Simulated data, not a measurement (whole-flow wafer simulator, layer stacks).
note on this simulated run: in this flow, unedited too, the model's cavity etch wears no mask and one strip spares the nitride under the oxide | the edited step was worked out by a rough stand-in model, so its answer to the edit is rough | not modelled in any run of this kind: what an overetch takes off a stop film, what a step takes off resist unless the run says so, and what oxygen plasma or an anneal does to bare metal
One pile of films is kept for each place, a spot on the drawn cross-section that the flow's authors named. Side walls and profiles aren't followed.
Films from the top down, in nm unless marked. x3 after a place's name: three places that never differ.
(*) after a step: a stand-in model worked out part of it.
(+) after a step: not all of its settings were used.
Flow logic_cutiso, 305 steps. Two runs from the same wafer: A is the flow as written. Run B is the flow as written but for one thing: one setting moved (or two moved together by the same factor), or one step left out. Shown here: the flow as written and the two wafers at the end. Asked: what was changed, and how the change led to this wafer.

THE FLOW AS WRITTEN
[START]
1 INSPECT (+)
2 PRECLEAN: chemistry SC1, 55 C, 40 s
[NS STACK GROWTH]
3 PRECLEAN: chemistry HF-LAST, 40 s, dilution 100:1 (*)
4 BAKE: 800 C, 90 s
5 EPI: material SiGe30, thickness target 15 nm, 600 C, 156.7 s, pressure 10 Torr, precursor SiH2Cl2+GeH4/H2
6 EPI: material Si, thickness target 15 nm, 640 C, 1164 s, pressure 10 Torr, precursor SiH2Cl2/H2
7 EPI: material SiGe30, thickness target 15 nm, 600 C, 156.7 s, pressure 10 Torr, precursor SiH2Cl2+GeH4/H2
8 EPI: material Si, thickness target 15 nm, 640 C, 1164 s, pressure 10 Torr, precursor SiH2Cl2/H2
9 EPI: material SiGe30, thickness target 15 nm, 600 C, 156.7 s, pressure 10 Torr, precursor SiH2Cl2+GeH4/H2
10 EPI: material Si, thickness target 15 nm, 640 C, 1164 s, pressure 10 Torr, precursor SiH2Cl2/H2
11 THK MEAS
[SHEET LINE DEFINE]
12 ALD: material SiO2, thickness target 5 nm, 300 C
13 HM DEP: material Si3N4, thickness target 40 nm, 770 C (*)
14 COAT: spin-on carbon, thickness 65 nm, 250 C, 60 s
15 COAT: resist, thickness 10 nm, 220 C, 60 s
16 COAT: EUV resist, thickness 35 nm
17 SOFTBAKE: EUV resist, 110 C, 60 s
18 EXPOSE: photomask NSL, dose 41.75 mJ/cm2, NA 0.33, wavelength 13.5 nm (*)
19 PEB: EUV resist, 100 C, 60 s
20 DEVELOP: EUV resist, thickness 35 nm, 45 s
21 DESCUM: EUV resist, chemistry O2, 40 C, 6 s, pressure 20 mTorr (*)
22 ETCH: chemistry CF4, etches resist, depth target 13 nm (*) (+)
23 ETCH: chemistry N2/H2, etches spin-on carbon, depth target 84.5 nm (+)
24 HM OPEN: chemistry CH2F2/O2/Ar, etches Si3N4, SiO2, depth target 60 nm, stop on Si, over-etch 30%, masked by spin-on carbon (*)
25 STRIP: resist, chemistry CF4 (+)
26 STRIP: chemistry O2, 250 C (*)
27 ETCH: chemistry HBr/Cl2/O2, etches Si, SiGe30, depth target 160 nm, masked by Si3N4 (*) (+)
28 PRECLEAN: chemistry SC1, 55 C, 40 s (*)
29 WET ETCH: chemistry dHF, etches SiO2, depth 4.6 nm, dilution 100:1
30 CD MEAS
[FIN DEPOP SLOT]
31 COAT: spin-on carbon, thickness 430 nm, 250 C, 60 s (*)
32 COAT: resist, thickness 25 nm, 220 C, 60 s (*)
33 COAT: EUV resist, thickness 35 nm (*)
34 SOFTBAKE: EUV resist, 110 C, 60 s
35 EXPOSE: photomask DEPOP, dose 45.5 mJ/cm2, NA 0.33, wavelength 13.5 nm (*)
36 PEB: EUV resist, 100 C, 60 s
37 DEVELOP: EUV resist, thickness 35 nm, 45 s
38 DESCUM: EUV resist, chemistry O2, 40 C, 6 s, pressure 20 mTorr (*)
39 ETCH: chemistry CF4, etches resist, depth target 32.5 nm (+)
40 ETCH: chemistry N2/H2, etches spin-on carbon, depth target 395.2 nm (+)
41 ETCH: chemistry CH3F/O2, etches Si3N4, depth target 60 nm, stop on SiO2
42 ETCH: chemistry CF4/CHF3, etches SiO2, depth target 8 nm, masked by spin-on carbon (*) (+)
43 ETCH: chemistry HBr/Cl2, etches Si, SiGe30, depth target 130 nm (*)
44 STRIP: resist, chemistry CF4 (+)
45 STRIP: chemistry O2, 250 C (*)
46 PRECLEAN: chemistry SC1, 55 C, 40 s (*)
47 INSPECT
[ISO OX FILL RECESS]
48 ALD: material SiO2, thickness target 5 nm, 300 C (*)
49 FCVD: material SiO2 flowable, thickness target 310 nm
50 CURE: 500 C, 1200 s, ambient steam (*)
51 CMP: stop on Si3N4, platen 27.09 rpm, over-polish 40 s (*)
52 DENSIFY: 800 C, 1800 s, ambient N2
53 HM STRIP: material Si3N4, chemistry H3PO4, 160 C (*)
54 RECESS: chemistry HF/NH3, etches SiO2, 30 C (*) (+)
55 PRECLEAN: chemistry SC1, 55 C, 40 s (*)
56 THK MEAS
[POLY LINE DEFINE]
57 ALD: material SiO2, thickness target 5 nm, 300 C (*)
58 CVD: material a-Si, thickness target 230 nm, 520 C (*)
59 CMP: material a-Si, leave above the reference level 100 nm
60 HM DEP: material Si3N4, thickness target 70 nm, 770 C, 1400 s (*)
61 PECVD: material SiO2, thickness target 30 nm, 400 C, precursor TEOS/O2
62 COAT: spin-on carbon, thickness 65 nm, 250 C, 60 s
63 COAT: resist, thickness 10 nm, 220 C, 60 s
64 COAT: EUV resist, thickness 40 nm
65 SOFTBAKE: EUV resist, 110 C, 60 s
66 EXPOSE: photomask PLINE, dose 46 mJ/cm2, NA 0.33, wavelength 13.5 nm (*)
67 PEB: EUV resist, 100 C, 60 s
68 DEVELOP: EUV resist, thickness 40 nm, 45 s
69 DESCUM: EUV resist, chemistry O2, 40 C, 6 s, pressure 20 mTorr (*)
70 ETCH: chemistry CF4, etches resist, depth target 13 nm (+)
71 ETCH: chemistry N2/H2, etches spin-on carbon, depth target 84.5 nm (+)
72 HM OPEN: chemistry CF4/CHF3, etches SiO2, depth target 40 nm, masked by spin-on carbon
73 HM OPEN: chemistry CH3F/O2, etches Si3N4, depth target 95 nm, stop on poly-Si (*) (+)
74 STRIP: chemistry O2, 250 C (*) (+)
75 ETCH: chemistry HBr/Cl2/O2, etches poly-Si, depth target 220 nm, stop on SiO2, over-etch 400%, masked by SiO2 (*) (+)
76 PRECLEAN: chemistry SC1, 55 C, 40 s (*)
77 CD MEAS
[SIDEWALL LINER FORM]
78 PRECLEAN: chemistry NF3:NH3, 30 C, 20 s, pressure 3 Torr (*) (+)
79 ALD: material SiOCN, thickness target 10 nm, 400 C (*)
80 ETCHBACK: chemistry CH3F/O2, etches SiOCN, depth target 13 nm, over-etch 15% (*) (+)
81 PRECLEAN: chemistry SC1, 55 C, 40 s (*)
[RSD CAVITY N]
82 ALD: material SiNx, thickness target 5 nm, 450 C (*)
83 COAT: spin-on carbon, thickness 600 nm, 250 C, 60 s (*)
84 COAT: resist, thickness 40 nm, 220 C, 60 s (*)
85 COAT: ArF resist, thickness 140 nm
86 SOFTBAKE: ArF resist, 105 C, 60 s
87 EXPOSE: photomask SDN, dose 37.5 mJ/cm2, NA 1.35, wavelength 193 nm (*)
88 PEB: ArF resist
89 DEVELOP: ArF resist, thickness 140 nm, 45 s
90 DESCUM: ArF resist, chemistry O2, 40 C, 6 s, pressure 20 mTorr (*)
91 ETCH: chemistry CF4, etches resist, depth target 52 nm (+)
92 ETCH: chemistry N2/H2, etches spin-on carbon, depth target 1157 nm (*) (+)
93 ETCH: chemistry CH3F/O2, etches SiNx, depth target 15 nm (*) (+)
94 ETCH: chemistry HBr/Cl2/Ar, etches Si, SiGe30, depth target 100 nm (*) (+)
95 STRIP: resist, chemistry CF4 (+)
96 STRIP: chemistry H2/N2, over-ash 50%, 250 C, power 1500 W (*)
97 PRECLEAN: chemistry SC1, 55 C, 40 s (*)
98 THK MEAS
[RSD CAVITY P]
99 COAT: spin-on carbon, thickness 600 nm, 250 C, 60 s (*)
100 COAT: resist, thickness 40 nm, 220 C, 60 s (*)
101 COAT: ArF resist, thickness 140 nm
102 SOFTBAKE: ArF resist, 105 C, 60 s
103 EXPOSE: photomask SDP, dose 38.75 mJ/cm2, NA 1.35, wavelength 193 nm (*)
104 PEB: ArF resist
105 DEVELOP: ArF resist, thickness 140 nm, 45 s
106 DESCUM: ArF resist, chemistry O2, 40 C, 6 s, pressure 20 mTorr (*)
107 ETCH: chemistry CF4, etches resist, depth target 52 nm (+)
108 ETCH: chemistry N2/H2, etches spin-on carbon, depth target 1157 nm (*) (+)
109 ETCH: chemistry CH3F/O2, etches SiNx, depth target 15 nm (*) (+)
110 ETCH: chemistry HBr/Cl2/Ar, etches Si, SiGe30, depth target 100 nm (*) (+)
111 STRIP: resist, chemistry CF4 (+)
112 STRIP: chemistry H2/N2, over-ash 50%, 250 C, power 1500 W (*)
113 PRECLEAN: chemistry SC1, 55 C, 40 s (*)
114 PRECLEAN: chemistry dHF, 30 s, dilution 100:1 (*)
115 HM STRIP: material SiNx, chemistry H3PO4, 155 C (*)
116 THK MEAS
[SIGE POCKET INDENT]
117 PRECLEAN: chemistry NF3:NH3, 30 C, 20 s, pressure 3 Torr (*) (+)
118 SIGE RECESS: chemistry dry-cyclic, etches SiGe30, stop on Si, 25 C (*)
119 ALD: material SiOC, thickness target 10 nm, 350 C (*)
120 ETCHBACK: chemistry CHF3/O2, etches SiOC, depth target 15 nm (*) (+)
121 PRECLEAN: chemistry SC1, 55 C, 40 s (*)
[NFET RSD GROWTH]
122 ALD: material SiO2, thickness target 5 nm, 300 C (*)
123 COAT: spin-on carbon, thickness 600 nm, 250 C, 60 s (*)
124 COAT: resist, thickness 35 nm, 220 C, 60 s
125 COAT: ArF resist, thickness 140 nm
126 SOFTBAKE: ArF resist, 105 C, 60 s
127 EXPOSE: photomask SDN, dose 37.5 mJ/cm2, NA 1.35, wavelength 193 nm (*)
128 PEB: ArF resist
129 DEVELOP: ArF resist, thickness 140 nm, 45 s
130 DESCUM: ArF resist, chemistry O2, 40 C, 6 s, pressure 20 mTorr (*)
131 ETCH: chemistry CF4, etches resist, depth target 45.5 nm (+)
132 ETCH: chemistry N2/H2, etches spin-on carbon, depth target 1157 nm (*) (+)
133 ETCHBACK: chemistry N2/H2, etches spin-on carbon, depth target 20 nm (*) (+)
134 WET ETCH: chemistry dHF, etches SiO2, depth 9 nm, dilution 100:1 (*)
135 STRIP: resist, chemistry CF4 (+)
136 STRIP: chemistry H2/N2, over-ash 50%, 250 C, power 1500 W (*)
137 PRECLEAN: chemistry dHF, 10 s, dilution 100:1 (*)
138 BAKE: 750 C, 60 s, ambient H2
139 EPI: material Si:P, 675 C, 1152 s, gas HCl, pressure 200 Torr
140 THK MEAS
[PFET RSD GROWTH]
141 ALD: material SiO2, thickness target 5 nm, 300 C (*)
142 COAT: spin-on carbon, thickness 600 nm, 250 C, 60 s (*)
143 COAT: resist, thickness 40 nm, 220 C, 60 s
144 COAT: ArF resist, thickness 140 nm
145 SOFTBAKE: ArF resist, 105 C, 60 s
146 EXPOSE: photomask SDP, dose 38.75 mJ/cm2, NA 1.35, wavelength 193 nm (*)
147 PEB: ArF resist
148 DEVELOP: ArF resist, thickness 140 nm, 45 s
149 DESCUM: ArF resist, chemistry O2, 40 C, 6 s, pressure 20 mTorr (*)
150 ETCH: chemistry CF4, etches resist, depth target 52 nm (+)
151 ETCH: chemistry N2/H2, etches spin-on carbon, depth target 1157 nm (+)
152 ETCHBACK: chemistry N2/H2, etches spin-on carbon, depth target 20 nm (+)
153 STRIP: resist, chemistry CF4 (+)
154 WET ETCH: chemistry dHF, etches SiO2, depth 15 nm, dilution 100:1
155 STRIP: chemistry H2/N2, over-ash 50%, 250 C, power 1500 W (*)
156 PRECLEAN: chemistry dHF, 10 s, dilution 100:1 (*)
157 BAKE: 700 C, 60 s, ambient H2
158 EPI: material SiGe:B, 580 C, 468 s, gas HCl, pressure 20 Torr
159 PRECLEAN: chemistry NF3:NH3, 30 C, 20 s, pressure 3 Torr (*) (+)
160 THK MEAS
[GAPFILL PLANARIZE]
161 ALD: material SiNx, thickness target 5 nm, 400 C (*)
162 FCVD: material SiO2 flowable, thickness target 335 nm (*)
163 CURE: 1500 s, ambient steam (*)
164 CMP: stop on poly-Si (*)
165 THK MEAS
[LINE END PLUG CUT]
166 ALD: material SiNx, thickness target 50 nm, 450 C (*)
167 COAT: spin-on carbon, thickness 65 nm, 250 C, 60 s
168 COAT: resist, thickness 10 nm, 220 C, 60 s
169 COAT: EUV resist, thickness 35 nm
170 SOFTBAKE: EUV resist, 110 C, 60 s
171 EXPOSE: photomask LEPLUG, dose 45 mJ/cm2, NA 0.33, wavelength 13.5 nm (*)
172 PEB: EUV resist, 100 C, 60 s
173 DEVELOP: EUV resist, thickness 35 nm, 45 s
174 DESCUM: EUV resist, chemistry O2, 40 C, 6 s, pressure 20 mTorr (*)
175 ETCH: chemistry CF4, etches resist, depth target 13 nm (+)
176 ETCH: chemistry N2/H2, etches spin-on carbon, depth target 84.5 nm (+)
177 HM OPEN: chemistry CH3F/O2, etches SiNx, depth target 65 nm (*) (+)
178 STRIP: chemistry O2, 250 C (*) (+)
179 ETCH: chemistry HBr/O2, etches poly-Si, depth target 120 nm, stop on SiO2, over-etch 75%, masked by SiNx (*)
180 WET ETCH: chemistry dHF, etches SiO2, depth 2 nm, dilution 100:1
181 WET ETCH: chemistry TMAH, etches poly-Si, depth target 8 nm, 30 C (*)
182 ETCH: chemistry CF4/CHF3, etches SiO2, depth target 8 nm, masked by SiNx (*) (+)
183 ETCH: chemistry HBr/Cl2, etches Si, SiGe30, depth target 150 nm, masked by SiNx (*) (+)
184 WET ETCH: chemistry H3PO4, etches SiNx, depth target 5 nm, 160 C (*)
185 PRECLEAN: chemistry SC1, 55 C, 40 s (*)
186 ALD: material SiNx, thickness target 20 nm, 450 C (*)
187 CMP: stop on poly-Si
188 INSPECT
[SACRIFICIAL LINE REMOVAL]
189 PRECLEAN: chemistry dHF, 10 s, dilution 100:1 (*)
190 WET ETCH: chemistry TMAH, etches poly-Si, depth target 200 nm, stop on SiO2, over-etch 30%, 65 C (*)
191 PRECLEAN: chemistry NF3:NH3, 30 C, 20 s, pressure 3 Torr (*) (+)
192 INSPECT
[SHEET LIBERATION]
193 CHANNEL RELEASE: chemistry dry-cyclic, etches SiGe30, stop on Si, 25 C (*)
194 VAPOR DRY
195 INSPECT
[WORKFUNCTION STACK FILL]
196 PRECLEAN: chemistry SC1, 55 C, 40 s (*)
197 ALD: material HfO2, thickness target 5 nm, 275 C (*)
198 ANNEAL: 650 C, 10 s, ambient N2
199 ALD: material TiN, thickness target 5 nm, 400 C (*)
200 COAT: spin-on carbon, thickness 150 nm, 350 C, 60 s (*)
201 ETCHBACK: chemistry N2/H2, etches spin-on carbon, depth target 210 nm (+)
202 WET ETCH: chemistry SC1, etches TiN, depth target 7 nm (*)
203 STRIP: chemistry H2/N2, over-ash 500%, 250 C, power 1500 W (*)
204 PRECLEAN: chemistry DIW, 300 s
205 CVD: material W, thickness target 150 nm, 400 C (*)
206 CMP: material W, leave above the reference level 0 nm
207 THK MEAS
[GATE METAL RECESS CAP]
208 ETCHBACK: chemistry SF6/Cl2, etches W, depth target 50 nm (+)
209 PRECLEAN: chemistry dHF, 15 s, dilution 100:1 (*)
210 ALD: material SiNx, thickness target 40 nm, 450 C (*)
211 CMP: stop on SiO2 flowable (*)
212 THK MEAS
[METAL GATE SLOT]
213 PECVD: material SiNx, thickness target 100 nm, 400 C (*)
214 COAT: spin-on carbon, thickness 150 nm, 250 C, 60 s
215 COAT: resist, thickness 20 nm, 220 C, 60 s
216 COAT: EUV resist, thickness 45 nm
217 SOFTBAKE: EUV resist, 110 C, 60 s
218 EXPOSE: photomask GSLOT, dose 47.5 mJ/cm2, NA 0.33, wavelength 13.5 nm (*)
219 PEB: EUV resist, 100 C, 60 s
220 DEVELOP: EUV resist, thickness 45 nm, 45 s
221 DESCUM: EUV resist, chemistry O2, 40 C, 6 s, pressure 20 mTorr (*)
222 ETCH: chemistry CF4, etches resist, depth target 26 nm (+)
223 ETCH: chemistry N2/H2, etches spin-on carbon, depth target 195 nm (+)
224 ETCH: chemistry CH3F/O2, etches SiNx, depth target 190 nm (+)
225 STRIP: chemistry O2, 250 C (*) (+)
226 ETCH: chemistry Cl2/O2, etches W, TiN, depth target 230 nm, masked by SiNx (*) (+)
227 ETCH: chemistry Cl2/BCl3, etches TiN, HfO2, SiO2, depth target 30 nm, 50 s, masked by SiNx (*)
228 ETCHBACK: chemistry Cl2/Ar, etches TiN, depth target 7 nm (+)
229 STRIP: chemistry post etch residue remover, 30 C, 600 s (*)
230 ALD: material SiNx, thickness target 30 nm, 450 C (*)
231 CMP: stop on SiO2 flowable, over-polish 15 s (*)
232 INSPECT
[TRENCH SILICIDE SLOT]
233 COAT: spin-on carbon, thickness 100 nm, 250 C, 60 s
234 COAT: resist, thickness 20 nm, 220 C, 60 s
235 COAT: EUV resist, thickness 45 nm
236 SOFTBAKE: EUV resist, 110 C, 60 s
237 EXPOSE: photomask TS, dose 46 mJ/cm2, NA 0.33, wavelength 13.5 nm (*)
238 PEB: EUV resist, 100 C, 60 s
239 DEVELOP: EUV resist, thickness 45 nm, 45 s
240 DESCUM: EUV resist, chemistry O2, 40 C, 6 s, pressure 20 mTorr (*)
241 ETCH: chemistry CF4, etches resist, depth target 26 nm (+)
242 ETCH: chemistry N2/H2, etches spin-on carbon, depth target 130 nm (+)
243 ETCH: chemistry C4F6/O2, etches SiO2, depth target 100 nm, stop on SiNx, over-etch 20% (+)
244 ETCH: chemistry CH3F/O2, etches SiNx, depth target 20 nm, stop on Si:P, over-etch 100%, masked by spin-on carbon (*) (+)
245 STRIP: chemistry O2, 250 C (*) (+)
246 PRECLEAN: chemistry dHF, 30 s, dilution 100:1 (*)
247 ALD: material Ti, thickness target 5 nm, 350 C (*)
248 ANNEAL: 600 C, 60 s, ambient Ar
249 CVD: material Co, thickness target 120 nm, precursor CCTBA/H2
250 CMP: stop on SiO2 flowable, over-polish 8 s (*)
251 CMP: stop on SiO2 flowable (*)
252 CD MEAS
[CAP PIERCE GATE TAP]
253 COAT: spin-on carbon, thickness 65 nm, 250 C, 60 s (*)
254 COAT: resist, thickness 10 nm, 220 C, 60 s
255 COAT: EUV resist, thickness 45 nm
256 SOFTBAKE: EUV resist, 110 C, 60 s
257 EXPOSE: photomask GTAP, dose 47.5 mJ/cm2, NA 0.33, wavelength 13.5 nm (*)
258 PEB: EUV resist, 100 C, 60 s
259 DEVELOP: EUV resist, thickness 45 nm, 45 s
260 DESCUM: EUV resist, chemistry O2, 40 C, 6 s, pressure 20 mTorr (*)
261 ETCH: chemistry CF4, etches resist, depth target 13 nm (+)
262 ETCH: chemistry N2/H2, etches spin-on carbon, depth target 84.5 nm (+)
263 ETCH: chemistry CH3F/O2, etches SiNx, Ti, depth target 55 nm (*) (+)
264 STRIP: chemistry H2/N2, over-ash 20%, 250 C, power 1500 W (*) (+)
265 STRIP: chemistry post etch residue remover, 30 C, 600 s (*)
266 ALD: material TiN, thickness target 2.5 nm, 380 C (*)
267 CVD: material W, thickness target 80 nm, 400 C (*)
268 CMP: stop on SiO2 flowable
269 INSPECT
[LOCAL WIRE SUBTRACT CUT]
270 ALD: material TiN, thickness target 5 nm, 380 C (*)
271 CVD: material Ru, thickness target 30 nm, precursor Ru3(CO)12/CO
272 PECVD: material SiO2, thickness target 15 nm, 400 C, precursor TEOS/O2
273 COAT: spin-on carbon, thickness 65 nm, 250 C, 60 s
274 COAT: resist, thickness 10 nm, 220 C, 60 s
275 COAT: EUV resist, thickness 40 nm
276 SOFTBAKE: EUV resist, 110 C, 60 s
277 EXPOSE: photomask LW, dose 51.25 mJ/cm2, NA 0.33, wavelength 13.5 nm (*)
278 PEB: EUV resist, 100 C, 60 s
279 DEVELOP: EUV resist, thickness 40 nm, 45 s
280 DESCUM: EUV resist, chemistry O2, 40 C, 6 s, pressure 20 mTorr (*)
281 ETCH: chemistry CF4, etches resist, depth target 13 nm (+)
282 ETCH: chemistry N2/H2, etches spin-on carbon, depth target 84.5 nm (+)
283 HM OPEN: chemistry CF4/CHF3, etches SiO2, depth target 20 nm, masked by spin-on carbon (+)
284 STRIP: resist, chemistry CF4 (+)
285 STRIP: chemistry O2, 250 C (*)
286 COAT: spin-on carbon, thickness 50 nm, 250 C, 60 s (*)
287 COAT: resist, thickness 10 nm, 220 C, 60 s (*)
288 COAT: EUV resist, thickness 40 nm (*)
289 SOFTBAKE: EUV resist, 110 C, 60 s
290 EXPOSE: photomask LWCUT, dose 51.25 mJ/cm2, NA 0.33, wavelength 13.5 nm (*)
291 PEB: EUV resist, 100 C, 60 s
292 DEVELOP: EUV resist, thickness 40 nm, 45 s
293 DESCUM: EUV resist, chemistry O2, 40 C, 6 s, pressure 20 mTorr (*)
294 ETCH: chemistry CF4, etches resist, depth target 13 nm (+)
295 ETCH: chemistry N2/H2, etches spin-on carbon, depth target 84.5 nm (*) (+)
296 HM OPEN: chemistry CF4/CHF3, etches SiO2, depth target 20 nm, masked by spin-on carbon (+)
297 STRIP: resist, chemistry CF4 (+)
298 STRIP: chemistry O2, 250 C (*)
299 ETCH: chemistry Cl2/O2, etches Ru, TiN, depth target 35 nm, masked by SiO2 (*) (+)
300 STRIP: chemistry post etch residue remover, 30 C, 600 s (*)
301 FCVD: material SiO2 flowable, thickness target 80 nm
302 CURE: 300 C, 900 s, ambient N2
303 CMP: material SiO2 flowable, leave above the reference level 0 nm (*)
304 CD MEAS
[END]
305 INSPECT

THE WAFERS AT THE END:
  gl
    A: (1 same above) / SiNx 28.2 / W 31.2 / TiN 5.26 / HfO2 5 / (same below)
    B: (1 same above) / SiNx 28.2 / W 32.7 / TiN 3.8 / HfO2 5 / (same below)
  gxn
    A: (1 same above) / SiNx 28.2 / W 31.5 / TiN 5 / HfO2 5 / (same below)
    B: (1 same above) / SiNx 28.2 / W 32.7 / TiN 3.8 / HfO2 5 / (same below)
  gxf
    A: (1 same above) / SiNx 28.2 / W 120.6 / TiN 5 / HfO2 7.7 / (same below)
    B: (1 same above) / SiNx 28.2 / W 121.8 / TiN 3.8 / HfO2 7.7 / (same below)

The cause: step 199, ALD: thickness target 3.8 nm was run, where the flow has thickness target 5 nm.
It can be read off the wafer: gxn has TiN 3.8, and step 199 as written asks for 5 nm.

How the change led to this, step by step:
  199 ALD: material TiN, thickness target 5 nm, 400 C (*)
      depop, dpovl, gxf and 12 more: A TiN +5 (new film) | B TiN +3.8 (new film)
      gl, glp, tap: A TiN +5.26 (new film), TiN +4.49 (new film), cavity -4.49 (all of it), TiN +4.49 (new film), cavity -4.49 (all of it), TiN +4.49 (new film), cavity -4.49 (all of it) | B TiN +3.8 (new film), TiN +4.49 (new film), cavity -4.49 (all of it), TiN +4.49 (new film), cavity -4.49 (all of it), TiN +4.49 (new film), cavity -4.49 (all of it)
      (and at 4 more places)
  200 COAT: spin-on carbon, thickness 150 nm, 350 C, 60 s (*)
      lnr, lnrp: A spin-on carbon +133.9 (new film) | B spin-on carbon +130.4 (new film)
      rsdn, rsdw: A spin-on carbon +145.8 (new film) | B spin-on carbon +142.2 (new film)
      (and at 7 more places)
  201 ETCHBACK: chemistry N2/H2, etches spin-on carbon, depth target 210 nm (+)
      lnr, lnrp: A spin-on carbon -133.9 (all of it) | B spin-on carbon -130.4 (all of it)
      rsdn, rsdw: A spin-on carbon -145.8 (all of it) | B spin-on carbon -142.2 (all of it)
      (and at 7 more places)
  202 WET ETCH: chemistry SC1, etches TiN, depth target 7 nm (*)
      depop, dpovl, iso and 12 more: A TiN -5 (all of it) | B TiN -3.8 (all of it)
  203 STRIP: chemistry H2/N2, over-ash 500%, 250 C, power 1500 W (*)
      gl, glp: A spin-on carbon -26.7 (all of it) | B spin-on carbon -23.4 (all of it)
      gxn, gxp: A spin-on carbon -26.8 (all of it) | B spin-on carbon -23.1 (all of it)
      (and at 3 more places)
  226 ETCH: chemistry Cl2/O2, etches W, TiN, depth target 230 nm, masked by SiNx (*) (+)
      gfld: A W -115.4 (all of it), TiN -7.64 (all of it), HfO2 -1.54 | B W -116.6 (all of it), TiN -6.44 (all of it), HfO2 -1.54
